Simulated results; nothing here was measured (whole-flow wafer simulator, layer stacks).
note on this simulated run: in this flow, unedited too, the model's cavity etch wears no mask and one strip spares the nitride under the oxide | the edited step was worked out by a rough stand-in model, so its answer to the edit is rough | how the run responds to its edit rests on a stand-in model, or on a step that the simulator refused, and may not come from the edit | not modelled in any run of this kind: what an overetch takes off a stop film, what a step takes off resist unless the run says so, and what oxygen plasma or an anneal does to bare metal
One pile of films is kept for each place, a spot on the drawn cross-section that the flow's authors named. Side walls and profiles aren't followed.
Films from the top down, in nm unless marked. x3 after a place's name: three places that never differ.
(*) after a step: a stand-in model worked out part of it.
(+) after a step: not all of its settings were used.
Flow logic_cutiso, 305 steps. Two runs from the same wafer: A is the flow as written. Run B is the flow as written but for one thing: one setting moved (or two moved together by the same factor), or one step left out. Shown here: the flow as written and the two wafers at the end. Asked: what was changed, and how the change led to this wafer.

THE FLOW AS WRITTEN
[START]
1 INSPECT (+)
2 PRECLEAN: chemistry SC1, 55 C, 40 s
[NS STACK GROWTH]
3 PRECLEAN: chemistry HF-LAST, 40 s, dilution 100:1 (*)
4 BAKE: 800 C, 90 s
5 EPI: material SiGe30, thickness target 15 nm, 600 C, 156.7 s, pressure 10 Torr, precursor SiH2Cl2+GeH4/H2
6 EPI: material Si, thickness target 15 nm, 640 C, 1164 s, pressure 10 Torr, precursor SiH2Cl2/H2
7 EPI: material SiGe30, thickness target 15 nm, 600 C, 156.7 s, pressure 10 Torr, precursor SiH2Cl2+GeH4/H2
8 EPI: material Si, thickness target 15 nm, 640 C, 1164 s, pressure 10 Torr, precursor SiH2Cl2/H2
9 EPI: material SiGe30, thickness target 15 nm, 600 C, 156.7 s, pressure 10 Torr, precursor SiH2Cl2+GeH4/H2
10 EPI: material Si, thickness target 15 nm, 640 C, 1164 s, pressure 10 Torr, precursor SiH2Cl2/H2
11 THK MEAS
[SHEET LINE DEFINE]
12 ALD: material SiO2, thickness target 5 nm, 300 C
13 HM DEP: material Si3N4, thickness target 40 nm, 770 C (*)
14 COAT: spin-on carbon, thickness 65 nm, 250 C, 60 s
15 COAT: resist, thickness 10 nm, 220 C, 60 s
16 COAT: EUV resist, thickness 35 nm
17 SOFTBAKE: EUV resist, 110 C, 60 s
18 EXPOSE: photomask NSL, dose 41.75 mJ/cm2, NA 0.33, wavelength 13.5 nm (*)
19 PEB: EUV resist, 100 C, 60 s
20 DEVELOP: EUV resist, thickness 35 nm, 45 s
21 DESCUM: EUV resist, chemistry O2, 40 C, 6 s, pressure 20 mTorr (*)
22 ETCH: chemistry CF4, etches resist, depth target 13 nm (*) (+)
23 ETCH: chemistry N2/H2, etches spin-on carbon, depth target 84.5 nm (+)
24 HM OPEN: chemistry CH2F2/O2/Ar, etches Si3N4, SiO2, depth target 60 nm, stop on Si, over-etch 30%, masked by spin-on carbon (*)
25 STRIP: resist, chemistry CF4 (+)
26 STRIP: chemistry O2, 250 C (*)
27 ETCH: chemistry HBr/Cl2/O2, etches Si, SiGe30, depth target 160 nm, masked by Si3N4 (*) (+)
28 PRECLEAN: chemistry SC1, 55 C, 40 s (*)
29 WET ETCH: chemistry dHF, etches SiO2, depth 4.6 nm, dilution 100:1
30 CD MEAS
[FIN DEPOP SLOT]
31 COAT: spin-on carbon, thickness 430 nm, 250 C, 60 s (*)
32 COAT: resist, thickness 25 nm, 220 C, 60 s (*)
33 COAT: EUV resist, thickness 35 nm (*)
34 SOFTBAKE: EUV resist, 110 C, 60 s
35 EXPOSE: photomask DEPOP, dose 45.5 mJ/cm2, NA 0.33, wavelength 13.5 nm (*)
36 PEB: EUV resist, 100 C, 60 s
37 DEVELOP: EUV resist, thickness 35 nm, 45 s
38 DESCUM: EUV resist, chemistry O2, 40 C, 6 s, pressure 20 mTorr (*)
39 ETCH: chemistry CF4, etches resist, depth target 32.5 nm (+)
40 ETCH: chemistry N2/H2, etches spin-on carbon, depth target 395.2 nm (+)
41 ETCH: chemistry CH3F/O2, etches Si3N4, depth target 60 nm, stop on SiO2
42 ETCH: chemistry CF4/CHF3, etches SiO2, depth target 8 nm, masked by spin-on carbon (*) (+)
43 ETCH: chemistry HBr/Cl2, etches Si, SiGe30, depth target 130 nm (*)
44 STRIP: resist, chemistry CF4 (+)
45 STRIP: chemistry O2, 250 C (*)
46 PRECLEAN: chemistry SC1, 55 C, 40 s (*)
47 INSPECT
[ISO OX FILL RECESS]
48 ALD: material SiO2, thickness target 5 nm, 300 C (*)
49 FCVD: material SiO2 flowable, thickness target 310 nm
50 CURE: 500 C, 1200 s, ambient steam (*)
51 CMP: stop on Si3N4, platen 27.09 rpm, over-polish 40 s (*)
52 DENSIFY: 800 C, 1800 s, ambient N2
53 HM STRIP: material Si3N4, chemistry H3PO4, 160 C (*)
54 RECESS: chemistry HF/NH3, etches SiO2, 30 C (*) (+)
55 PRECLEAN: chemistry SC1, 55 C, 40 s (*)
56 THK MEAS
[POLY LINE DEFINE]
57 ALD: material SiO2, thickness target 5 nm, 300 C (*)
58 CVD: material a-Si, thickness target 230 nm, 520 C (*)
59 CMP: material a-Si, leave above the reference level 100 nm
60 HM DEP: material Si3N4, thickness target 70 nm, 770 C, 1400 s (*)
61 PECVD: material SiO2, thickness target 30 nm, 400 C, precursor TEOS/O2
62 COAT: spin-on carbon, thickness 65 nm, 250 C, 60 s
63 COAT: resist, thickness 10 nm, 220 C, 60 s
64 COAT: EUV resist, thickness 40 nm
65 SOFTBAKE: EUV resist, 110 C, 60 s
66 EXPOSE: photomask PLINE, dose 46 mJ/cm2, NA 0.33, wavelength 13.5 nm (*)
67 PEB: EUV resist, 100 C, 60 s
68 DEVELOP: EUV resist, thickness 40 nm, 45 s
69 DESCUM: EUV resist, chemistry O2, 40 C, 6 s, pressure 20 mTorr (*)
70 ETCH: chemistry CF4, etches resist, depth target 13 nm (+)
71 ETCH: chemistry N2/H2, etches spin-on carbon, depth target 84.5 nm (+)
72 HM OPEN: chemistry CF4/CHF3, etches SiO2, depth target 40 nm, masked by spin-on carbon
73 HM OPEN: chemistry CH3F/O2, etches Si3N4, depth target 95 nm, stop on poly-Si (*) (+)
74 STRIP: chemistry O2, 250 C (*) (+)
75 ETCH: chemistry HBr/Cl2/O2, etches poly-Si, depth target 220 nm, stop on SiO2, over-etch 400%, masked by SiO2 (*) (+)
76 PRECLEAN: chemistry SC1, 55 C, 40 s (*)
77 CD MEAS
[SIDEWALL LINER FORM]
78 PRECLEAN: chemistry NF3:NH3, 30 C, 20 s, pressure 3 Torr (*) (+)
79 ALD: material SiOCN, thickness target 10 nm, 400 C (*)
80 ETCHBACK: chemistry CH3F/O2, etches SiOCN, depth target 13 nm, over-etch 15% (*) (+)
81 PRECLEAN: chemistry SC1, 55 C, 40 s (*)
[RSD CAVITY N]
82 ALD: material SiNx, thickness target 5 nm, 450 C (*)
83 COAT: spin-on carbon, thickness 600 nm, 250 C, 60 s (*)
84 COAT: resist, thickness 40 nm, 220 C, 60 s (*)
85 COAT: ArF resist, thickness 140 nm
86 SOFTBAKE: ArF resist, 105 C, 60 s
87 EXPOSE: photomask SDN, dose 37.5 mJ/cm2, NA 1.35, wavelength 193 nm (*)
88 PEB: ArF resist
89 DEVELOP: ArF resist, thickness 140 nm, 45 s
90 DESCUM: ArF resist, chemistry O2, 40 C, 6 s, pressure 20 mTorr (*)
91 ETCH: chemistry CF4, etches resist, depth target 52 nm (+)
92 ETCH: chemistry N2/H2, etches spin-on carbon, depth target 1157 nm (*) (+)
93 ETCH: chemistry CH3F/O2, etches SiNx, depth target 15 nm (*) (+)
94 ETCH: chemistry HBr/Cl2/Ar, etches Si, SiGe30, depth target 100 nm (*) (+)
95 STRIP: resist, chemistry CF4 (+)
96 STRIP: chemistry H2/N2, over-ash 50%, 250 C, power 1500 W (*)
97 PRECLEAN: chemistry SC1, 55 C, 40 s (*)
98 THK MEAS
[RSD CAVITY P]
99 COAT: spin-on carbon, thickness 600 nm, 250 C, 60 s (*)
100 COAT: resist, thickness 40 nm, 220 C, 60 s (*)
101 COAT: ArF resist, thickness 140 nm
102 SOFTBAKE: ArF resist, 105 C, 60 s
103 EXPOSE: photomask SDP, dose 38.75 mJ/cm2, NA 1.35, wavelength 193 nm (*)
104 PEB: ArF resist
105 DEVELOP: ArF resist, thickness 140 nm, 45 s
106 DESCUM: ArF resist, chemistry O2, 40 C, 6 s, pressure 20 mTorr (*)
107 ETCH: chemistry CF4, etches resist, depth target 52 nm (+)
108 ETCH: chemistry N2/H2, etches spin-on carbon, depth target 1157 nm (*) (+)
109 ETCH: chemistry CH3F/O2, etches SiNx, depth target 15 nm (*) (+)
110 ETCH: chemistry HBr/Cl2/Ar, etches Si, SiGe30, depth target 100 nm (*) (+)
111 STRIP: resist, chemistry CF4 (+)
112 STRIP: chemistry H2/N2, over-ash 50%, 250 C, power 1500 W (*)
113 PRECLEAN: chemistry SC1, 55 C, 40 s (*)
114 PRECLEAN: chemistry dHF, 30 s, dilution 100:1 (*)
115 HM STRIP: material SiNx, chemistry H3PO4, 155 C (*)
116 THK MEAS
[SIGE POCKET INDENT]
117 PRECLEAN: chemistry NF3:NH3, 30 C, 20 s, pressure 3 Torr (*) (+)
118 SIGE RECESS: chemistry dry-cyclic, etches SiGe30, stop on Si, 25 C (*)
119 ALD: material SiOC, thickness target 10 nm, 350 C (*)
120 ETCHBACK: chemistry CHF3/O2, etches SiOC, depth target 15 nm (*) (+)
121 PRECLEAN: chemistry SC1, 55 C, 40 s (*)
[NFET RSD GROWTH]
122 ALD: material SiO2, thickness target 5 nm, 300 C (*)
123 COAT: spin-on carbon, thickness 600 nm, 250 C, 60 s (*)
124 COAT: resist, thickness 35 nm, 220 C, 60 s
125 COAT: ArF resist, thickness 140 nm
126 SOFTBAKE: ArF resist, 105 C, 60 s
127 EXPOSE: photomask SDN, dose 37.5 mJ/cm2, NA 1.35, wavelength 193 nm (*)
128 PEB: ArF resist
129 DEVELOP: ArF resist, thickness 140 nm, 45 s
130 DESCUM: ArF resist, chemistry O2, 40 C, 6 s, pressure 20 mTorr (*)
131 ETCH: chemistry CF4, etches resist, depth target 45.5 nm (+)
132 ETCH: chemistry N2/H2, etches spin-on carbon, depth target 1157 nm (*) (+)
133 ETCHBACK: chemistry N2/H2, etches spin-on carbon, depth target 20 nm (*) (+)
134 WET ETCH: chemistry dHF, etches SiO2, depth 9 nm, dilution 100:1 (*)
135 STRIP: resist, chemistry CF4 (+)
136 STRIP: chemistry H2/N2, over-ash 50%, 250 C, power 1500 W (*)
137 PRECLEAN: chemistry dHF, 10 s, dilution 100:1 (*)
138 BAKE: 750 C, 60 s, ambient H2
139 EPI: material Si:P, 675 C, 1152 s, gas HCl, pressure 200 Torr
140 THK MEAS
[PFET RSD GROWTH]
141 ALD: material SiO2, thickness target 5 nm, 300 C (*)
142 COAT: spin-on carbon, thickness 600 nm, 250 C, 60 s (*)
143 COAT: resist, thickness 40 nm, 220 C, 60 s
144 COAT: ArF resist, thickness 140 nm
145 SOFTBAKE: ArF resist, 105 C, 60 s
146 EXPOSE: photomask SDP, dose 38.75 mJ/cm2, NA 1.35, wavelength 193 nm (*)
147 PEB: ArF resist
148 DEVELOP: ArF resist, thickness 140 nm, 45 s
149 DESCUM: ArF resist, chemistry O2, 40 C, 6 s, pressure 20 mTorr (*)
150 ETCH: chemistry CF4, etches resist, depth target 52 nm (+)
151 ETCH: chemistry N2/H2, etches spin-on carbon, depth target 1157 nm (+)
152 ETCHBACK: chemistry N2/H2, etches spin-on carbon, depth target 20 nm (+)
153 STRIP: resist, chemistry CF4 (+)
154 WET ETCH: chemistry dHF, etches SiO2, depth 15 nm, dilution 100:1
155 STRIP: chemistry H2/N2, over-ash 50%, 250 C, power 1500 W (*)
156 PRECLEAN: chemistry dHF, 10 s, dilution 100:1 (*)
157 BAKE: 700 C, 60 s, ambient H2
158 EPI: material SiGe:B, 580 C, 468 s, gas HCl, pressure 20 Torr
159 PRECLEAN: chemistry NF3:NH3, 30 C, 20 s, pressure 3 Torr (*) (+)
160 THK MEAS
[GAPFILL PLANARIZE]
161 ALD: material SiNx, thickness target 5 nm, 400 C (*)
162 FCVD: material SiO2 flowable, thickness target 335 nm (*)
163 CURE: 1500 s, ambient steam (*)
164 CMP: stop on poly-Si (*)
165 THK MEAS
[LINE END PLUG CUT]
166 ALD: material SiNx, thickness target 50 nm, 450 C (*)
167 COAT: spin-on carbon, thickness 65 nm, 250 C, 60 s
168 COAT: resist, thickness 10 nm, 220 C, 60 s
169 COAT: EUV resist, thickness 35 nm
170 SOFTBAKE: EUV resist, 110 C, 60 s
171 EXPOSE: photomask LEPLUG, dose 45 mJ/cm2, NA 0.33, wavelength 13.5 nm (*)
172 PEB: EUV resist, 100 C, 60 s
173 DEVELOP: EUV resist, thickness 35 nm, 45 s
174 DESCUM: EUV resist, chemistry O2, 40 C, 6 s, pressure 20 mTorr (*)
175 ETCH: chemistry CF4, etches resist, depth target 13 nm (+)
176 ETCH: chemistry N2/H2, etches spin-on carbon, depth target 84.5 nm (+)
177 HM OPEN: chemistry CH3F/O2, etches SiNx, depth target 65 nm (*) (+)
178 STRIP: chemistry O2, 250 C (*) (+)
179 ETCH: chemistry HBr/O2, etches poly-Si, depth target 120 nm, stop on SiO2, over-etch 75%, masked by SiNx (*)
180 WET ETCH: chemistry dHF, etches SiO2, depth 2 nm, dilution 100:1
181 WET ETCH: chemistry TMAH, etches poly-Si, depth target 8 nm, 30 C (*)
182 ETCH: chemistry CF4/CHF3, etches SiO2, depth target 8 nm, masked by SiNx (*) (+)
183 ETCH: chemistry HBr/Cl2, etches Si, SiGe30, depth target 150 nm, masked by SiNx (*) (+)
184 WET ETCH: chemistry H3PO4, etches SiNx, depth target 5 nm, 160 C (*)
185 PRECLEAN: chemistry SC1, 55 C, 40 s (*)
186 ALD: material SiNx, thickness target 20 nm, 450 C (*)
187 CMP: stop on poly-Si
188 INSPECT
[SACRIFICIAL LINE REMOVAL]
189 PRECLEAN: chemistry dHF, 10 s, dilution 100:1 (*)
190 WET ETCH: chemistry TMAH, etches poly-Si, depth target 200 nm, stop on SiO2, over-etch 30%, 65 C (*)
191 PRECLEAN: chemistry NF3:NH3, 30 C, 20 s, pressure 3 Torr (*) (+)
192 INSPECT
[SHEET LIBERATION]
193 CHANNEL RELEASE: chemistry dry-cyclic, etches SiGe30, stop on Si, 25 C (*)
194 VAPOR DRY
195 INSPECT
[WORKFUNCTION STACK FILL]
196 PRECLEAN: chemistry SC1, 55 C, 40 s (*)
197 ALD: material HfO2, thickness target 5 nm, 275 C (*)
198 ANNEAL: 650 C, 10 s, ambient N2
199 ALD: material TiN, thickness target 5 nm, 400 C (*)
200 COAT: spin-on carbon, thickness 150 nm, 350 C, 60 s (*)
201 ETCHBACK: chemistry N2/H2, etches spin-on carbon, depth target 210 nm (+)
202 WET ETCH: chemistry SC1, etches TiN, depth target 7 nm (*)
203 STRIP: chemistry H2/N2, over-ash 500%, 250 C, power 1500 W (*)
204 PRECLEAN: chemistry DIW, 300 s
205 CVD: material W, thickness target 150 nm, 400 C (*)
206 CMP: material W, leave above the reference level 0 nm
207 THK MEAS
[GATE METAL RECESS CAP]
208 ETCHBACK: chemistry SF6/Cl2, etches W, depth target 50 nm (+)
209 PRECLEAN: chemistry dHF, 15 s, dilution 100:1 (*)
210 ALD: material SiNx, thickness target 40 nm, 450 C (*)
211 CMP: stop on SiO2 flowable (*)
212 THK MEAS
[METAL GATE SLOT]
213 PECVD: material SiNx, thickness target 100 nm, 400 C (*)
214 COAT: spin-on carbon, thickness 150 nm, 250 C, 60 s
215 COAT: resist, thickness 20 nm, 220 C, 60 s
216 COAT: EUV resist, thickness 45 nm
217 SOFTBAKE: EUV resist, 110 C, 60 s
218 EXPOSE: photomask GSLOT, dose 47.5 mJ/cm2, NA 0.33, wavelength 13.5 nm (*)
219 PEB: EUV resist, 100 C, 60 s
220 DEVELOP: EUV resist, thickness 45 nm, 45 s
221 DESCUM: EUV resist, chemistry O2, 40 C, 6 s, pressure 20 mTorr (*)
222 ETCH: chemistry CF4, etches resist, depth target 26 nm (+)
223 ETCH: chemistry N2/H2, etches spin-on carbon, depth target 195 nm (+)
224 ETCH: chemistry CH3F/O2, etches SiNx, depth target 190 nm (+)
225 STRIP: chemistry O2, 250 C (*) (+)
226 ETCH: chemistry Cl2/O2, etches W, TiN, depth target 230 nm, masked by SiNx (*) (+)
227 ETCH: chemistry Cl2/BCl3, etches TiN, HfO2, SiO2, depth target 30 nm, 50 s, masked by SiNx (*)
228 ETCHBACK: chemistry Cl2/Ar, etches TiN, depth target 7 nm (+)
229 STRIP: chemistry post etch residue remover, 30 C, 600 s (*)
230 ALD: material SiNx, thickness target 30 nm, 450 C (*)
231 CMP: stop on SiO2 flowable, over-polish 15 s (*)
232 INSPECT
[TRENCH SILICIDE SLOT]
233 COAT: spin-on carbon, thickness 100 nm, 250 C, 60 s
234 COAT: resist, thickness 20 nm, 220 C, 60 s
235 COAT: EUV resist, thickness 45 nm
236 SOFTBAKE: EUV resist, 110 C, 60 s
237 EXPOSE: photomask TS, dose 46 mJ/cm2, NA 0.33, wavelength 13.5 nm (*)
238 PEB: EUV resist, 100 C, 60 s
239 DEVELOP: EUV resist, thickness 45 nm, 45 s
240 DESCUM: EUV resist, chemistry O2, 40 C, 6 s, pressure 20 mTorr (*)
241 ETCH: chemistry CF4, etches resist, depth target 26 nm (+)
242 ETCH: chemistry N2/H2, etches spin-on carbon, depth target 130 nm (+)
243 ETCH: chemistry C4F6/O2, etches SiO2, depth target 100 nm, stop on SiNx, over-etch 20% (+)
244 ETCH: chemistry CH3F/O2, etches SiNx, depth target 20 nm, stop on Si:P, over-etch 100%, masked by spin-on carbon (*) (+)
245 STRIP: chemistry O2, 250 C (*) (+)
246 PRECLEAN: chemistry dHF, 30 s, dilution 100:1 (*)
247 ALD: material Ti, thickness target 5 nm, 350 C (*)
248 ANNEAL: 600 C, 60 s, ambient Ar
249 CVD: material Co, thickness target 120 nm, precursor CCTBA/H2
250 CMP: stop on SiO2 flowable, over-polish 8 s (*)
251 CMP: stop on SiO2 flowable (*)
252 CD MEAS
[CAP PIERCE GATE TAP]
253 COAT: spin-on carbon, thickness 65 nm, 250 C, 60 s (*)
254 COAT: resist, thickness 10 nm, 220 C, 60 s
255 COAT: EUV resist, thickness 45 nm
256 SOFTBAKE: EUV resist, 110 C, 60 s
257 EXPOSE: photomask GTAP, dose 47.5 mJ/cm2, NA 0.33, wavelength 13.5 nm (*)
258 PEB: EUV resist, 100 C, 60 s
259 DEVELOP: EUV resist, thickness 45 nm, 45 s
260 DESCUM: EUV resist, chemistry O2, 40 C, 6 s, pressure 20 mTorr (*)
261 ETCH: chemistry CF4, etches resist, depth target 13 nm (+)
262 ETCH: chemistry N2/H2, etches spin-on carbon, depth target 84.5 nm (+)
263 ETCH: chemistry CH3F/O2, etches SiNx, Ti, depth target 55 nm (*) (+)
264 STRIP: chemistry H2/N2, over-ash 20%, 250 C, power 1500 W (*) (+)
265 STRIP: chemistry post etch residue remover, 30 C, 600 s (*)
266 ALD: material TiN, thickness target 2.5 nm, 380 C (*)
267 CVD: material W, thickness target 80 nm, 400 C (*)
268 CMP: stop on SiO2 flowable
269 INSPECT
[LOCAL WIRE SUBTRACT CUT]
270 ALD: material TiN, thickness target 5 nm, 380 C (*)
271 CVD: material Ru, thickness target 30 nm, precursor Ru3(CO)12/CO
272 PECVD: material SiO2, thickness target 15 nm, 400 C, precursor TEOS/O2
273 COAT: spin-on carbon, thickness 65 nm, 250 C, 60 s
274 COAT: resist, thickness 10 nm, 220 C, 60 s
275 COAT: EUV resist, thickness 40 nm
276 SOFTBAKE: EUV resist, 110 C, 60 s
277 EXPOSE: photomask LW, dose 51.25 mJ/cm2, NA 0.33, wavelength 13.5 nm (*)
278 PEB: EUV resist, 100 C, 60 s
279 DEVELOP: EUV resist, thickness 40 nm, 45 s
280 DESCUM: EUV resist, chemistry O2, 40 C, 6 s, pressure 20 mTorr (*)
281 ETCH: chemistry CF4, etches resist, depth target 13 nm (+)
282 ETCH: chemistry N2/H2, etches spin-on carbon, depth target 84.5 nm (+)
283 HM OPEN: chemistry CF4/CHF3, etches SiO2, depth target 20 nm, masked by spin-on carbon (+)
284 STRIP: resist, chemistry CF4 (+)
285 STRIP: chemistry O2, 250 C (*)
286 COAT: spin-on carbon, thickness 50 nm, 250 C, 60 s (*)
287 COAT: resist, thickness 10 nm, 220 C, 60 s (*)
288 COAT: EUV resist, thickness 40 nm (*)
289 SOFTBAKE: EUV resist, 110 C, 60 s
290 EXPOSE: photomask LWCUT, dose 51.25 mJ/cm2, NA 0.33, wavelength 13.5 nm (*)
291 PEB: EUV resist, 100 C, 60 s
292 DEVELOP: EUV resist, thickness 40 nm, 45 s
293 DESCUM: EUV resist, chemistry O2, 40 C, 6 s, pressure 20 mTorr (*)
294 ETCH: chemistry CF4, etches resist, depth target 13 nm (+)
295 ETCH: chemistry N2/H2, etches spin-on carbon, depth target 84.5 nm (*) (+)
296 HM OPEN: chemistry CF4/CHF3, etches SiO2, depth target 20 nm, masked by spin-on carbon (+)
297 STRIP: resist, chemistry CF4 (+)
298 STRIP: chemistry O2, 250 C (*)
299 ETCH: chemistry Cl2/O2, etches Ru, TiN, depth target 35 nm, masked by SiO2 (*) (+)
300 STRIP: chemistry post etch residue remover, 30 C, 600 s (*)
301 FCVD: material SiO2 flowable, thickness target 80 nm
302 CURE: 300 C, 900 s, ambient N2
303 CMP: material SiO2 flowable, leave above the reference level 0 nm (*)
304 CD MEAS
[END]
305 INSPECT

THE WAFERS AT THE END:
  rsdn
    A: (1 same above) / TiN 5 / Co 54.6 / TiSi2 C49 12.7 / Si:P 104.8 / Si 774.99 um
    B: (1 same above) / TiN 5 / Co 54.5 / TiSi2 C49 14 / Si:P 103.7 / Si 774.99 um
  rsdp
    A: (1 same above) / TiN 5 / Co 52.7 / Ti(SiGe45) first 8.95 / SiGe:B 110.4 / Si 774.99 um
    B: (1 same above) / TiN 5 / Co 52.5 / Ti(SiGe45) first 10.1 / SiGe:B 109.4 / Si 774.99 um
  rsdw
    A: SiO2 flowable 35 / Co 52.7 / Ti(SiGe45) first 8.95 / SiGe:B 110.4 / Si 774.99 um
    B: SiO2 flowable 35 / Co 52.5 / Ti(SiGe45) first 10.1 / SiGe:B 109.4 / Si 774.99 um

The cause: step 247, ALD: thickness target 5.5 nm was run, where the flow has thickness target 5 nm.

How the change led to this, step by step:
  248 ANNEAL: 600 C, 60 s, ambient Ar
      rsdp, rsdw: A Ti(SiGe45) first +8.95 (new film), Ti -5 (all of it), SiGe:B -5.98 | B Ti(SiGe45) first +10.1 (new film), Ti -5.5 (all of it), SiGe:B -6.97
      rsdn: A TiSi2 C49 +12.7 (new film), Ti -5 (all of it), Si:P -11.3 | B TiSi2 C49 +14 (new film), Ti -5.5 (all of it), Si:P -12.5
